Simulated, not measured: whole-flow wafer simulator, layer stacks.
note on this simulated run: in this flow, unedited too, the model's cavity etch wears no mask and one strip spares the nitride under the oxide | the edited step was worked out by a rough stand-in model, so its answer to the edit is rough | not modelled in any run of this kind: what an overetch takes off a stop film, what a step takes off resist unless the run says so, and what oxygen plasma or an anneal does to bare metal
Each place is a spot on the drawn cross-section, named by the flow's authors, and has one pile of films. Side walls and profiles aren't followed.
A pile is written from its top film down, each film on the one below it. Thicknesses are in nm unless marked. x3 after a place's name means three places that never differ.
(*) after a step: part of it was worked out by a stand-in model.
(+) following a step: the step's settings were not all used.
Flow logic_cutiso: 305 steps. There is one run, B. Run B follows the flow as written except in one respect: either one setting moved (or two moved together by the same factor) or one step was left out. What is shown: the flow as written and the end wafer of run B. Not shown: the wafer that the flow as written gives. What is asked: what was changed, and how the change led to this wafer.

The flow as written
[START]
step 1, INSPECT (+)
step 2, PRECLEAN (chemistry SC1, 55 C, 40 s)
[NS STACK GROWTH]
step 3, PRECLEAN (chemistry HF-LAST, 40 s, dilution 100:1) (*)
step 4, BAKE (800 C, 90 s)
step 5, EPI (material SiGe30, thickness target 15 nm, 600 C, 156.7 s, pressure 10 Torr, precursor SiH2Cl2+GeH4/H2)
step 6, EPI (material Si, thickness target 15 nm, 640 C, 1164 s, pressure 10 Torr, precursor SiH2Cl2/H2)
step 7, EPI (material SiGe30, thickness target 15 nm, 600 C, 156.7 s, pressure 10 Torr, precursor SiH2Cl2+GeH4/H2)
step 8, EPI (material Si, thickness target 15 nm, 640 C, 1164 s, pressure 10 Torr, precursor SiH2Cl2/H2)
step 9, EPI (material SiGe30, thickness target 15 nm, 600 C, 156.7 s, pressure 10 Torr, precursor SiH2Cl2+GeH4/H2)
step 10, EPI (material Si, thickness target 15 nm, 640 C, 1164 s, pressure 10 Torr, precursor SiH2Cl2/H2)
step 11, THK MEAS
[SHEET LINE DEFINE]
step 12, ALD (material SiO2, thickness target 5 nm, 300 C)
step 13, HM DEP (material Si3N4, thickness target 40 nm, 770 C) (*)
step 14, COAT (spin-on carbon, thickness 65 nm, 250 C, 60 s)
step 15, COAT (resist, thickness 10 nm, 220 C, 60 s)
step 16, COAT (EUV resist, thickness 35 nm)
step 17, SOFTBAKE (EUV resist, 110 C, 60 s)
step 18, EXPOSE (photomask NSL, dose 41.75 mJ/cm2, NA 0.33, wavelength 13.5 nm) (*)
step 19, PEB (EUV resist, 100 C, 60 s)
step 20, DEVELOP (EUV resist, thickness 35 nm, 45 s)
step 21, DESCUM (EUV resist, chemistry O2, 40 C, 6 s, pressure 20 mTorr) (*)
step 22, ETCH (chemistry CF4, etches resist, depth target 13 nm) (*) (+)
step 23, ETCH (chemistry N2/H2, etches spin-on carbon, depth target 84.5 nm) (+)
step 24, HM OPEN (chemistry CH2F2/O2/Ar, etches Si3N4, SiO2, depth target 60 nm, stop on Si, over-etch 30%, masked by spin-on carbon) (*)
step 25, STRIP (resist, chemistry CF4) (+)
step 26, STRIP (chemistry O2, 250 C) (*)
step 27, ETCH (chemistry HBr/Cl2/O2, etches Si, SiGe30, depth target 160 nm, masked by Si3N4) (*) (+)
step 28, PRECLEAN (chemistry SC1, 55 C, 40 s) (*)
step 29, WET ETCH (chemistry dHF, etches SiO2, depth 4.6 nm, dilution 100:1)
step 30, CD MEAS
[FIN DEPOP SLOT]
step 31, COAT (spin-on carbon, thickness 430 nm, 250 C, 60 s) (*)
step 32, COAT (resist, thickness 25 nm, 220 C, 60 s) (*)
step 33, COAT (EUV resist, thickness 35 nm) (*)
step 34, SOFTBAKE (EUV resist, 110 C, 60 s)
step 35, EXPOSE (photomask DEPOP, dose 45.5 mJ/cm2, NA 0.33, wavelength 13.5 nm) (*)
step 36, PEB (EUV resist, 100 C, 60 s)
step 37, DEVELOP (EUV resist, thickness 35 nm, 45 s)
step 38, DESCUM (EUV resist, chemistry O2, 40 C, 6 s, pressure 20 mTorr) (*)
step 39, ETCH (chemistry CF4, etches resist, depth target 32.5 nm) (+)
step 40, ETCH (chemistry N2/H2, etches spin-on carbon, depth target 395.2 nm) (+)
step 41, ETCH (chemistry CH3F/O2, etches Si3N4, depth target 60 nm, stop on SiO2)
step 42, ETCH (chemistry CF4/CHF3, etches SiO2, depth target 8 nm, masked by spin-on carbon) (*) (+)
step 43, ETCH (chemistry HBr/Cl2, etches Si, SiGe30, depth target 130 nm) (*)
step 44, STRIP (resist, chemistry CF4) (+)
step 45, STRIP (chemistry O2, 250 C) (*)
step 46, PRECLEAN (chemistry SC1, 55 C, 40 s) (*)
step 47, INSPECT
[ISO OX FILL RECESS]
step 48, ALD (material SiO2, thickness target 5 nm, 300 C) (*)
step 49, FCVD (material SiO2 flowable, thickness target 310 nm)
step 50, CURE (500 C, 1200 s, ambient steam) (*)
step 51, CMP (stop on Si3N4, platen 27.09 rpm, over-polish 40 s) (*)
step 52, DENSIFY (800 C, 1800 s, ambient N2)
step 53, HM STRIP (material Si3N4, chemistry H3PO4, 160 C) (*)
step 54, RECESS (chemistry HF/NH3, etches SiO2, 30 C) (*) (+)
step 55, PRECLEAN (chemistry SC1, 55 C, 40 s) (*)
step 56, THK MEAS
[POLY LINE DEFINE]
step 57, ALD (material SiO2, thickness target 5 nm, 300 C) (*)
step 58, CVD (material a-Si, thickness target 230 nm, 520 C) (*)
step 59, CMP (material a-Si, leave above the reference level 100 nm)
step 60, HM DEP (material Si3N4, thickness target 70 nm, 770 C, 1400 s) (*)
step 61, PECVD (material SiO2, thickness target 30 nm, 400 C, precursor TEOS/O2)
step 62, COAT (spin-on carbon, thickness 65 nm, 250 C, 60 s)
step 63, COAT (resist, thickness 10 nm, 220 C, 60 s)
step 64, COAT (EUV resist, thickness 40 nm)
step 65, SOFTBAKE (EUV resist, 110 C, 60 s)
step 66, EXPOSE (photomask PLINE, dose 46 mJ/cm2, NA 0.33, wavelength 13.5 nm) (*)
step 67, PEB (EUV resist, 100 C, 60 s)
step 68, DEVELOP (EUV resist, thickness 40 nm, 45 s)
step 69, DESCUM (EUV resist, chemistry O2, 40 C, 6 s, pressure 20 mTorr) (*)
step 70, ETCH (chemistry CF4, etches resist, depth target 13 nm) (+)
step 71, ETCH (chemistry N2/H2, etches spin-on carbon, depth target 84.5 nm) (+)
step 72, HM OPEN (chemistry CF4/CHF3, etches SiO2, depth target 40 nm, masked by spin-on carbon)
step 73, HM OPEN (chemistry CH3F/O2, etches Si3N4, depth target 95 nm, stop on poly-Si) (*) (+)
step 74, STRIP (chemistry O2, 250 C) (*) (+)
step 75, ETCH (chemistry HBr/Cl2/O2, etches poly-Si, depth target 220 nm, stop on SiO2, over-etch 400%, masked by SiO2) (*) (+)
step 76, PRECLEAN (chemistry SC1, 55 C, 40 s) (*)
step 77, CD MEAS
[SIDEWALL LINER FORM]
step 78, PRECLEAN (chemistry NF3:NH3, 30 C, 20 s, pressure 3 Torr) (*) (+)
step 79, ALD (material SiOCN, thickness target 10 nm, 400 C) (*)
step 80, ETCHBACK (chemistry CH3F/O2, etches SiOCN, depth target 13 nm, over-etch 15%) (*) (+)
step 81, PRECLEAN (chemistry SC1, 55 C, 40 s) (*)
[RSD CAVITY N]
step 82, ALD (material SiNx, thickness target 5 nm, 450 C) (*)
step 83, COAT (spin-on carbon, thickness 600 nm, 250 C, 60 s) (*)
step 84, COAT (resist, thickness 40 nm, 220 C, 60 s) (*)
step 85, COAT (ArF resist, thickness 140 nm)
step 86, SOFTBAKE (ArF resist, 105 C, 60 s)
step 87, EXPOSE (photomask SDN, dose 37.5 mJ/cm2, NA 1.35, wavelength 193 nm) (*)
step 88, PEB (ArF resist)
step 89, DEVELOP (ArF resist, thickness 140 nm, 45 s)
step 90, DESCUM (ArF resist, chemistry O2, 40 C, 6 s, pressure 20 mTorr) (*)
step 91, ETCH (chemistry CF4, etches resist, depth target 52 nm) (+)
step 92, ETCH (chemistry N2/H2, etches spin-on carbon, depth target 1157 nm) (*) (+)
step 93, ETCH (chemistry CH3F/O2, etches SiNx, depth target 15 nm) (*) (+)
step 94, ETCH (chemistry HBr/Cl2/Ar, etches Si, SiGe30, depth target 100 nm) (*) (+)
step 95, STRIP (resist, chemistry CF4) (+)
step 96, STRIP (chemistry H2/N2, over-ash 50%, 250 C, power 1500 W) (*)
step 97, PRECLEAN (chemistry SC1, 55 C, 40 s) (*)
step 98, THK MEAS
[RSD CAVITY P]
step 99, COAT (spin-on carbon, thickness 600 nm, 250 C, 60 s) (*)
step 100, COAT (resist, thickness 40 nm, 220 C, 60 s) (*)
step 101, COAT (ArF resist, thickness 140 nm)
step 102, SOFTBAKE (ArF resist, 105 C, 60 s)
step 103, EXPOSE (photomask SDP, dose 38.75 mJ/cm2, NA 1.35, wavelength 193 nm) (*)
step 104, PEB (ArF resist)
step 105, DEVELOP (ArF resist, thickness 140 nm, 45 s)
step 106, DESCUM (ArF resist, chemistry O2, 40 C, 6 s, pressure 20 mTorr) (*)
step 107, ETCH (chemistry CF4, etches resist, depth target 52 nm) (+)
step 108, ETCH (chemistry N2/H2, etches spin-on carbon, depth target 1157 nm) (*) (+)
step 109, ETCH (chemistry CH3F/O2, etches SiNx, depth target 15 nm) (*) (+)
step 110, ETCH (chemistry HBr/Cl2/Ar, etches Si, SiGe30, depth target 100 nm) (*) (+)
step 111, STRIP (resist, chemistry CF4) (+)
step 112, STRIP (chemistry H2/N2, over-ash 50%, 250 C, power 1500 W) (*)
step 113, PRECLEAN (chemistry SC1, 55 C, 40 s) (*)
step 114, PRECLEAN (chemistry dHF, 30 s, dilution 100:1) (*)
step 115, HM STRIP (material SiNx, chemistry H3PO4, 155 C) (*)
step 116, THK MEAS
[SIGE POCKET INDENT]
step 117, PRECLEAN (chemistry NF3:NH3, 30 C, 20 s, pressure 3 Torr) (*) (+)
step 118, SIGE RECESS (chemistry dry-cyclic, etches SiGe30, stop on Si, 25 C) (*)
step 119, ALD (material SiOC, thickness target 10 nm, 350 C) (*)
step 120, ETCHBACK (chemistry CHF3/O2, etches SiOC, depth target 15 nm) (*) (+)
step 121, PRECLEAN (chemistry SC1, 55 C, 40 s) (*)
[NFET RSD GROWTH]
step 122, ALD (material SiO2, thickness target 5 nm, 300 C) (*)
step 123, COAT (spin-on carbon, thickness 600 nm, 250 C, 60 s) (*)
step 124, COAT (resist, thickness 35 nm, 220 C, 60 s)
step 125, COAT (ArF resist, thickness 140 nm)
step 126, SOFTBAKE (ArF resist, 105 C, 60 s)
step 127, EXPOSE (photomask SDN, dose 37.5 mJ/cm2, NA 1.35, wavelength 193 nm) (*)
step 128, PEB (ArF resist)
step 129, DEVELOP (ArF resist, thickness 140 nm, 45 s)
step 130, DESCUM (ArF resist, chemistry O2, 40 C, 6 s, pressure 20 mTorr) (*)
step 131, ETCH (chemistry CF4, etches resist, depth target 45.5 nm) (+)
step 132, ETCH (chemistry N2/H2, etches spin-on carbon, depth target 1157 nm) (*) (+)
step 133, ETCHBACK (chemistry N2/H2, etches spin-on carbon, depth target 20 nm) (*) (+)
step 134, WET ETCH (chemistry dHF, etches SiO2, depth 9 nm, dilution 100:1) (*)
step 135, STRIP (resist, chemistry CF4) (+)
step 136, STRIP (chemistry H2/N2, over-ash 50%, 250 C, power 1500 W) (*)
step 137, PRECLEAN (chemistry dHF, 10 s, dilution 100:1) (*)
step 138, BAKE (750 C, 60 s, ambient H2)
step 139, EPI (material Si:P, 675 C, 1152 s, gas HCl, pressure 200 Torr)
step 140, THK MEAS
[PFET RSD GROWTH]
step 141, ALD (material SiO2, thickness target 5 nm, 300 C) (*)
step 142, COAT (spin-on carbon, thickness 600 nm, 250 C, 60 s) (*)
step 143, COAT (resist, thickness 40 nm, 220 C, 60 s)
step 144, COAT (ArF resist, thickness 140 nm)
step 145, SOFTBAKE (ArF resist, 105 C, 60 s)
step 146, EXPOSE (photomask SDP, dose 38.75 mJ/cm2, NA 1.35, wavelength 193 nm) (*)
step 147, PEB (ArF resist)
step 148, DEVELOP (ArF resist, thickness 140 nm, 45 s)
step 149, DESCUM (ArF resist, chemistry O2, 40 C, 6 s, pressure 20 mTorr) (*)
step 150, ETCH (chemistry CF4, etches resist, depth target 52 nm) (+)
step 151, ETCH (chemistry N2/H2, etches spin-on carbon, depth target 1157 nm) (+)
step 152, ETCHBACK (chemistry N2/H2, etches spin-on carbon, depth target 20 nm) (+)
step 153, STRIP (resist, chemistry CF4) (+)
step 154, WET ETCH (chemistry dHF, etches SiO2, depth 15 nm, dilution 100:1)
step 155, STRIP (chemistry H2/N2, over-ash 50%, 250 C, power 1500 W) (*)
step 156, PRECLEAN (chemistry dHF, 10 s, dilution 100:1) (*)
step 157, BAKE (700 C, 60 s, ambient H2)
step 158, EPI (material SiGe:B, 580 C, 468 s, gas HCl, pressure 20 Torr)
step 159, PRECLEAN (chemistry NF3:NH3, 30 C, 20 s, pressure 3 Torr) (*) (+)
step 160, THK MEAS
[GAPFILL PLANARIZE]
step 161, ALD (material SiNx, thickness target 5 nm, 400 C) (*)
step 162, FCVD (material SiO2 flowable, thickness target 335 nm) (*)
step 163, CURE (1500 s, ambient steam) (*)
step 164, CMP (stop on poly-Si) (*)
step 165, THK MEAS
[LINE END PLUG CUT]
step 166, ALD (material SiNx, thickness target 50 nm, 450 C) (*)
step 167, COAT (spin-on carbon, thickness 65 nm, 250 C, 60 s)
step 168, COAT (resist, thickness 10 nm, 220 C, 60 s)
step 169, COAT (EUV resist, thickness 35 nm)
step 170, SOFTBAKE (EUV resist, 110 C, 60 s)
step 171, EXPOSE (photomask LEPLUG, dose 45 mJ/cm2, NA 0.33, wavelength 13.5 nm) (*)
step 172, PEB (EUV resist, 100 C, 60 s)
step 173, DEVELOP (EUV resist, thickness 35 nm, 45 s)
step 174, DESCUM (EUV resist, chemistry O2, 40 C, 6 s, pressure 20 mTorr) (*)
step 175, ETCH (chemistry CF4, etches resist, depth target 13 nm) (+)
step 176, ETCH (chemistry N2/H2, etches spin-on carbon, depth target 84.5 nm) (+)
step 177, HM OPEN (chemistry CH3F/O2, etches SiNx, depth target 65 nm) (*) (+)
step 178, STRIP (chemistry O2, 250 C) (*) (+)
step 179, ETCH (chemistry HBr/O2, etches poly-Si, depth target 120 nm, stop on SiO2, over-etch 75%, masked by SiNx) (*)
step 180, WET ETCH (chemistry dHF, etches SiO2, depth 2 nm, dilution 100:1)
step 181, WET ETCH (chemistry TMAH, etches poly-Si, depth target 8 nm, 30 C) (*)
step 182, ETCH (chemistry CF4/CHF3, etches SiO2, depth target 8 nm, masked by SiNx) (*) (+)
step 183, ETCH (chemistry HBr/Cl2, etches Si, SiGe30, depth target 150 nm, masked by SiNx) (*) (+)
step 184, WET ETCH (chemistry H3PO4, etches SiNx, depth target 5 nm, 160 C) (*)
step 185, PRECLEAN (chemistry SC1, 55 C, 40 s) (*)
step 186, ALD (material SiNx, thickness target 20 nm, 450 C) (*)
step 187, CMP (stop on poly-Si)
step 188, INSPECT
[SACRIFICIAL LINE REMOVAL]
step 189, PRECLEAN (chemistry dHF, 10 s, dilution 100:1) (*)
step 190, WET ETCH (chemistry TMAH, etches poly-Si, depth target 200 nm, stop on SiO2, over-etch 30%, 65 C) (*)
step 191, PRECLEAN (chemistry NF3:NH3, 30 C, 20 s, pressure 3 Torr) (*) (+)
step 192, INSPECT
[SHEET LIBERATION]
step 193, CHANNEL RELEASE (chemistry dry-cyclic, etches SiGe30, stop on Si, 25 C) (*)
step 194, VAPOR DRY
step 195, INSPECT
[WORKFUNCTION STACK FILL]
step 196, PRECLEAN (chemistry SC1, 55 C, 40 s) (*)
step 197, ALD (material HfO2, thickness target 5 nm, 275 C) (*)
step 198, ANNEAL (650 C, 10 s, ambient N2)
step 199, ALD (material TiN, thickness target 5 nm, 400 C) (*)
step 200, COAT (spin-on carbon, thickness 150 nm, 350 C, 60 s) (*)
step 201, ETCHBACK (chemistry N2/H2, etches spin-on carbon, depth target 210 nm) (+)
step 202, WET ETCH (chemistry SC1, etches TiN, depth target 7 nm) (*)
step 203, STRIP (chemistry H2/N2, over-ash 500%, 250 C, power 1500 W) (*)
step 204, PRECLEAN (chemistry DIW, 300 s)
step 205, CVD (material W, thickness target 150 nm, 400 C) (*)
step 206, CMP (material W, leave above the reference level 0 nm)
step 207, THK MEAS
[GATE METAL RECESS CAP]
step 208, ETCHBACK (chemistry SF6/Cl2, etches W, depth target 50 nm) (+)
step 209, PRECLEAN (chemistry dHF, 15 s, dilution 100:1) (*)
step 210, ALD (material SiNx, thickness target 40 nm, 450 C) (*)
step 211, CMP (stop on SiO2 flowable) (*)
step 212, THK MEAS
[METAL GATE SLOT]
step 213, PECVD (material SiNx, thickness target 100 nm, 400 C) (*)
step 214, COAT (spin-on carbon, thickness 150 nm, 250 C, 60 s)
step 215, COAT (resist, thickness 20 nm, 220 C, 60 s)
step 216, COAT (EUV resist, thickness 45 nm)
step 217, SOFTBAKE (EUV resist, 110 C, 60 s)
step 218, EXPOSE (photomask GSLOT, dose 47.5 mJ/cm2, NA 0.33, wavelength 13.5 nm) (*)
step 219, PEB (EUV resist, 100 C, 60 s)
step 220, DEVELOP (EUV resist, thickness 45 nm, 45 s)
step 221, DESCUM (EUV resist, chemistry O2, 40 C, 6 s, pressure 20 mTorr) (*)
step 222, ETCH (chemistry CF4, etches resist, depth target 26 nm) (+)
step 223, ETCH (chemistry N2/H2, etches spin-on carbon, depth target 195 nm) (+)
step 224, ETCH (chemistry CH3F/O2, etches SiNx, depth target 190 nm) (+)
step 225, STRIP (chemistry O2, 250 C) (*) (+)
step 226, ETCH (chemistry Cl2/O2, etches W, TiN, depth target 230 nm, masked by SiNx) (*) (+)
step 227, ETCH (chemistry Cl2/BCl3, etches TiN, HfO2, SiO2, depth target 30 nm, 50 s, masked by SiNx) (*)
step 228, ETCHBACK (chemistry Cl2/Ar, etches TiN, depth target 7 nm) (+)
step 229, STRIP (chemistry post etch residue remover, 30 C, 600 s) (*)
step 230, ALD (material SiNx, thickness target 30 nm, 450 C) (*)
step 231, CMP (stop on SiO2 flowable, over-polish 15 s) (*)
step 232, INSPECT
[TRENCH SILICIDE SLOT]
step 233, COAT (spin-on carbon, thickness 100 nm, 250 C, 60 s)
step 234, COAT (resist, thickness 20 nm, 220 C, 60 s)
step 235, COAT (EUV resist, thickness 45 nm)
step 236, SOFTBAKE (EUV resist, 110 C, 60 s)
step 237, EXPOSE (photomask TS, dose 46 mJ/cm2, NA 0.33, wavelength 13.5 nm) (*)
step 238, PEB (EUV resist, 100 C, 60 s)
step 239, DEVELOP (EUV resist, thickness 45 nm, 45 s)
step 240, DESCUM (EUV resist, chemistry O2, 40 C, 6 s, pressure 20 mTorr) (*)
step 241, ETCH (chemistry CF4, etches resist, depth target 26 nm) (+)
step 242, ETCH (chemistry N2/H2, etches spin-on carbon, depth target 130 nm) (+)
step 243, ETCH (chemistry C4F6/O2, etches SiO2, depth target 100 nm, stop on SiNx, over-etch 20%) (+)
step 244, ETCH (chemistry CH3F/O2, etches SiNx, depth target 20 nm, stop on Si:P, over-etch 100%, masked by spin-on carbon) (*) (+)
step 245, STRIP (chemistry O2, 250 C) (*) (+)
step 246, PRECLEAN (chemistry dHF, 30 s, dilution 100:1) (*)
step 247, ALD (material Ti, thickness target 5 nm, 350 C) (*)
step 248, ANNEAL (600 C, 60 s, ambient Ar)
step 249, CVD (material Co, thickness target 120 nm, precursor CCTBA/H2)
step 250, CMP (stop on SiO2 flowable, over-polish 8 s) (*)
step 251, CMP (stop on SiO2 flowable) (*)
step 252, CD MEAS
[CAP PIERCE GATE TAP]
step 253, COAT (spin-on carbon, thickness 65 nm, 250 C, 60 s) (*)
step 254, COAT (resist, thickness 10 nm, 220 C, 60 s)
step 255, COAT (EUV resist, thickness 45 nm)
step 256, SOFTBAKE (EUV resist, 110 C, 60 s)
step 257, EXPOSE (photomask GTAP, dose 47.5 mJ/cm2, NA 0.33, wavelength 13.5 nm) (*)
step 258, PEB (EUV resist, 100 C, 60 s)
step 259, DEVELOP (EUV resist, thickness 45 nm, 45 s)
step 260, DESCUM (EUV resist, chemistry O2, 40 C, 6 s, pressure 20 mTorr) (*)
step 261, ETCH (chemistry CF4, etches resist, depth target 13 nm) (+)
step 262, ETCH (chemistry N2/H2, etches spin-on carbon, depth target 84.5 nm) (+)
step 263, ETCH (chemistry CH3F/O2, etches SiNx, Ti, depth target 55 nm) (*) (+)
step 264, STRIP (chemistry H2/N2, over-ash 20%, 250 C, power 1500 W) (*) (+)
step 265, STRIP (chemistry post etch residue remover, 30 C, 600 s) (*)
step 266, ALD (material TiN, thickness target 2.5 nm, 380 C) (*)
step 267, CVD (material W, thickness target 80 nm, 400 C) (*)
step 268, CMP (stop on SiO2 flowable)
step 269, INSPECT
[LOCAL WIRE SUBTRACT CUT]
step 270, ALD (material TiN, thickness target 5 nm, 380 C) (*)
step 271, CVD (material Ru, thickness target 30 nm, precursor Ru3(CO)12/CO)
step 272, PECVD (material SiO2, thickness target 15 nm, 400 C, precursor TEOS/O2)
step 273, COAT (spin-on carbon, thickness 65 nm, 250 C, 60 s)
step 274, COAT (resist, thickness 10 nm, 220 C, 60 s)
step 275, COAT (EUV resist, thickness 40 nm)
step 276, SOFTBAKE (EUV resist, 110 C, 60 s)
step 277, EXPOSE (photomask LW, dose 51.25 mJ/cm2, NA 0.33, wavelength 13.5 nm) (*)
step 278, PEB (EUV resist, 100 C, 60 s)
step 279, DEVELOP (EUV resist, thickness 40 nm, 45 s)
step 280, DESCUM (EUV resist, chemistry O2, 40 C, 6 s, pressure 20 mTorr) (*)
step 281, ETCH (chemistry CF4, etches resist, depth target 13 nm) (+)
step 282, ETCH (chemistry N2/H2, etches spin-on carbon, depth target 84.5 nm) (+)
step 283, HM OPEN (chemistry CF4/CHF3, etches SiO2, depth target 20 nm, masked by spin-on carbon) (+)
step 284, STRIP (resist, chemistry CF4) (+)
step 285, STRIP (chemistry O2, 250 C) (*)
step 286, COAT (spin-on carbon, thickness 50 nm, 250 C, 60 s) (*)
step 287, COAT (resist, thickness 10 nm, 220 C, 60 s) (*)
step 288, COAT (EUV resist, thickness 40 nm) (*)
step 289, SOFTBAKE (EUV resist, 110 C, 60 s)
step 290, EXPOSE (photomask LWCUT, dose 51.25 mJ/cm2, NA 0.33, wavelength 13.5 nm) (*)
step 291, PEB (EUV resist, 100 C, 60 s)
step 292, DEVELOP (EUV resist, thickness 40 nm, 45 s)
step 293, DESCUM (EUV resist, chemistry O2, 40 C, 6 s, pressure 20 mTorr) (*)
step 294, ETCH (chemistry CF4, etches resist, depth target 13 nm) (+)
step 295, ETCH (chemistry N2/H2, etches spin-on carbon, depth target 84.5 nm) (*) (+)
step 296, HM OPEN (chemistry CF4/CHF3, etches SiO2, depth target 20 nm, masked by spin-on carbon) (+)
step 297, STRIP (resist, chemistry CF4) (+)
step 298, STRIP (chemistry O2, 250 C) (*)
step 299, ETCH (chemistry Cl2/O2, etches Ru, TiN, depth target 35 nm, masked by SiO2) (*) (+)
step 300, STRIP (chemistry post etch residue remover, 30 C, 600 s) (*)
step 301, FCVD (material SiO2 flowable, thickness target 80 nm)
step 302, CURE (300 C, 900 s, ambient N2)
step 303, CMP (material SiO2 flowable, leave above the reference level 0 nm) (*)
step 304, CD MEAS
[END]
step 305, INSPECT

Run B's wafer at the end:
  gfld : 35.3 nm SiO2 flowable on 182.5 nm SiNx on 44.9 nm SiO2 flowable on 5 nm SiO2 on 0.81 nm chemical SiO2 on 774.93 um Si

The reason: step 227, ETCH: depth target 24 nm was run, though the flow has depth target 30 nm; step 227, ETCH: 40 s was run, where the flow has 50 s.

Step by step, how the change led to this:
  step 227, ETCH (chemistry Cl2/BCl3, etches TiN, HfO2, SiO2, depth target 30 nm, 50 s, masked by SiNx) (*)
      depop, dpovl, gl and 18 more: -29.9 SiNx (as written it would have been: -37.4 SiNx)
      gfld: -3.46 HfO2 (all of it), -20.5 SiO2 flowable (as written it would have been: -3.46 HfO2 (all of it), -26.5 SiO2 flowable)
  step 231, CMP (stop on SiO2 flowable, over-polish 15 s) (*)
      depop, dpovl, gfld and 10 more: -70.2 SiNx (as written it would have been: -62.7 SiNx)
      lnr, lnri, lnrp, lnrt: -68.5 SiNx (all of it), -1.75 SiOCN (as written it would have been: -61 SiNx (all of it), -1.75 SiOCN)
      (as well as at 5 more places)
